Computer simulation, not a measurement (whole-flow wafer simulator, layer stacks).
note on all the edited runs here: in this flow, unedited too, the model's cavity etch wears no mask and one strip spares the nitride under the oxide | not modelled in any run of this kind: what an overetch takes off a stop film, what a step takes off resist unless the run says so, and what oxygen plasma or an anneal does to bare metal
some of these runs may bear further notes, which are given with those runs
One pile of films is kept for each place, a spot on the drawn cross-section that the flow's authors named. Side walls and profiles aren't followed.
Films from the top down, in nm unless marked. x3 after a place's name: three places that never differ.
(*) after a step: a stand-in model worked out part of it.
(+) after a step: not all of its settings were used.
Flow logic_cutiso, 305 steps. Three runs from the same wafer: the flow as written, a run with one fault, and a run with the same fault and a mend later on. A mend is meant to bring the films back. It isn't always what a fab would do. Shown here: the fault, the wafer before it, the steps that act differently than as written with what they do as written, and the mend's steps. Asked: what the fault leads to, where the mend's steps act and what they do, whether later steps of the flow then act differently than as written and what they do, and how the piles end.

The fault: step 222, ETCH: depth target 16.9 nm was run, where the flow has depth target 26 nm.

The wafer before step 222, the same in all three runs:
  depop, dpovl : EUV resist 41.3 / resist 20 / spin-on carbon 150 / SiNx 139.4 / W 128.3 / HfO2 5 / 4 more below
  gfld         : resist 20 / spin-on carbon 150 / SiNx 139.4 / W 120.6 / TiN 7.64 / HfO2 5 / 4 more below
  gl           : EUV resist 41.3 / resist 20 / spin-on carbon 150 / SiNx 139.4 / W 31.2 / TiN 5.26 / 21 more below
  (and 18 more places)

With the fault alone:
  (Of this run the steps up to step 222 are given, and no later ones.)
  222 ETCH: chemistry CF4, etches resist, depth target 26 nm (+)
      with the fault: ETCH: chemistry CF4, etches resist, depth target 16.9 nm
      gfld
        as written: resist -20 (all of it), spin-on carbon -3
        with the fault: resist -16.9
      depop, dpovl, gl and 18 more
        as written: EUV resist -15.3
        with the fault: EUV resist -9.94
  After step 222 the piles differ from the flow's by more than 2% or 0.5 nm, whichever is larger, at depop, dpovl, gfld and 19 more.
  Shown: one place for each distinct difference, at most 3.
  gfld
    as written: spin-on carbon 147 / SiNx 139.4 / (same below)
    with the fault: resist 3.1 / spin-on carbon 150 / SiNx 139.4 / (same below)
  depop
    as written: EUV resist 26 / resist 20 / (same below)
    with the fault: EUV resist 31.4 / resist 20 / (same below)

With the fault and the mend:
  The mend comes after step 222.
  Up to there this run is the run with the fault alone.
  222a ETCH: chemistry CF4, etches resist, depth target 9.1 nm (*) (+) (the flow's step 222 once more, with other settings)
      depop, dpovl, gl and 18 more
        EUV resist -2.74
      gfld
        resist -3.1 (all of it), spin-on carbon -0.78
  Later steps of the flow that act differently than as written (3 more steps differ only slightly, by at most 2% or 0.5 nm, whichever is larger, and aren't shown):
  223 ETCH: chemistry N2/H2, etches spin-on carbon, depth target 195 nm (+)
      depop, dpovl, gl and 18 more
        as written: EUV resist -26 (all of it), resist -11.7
        with the mend: EUV resist -28.6 (all of it), resist -11.6
  At the end the piles are the same as the flow's at every place that both follow.
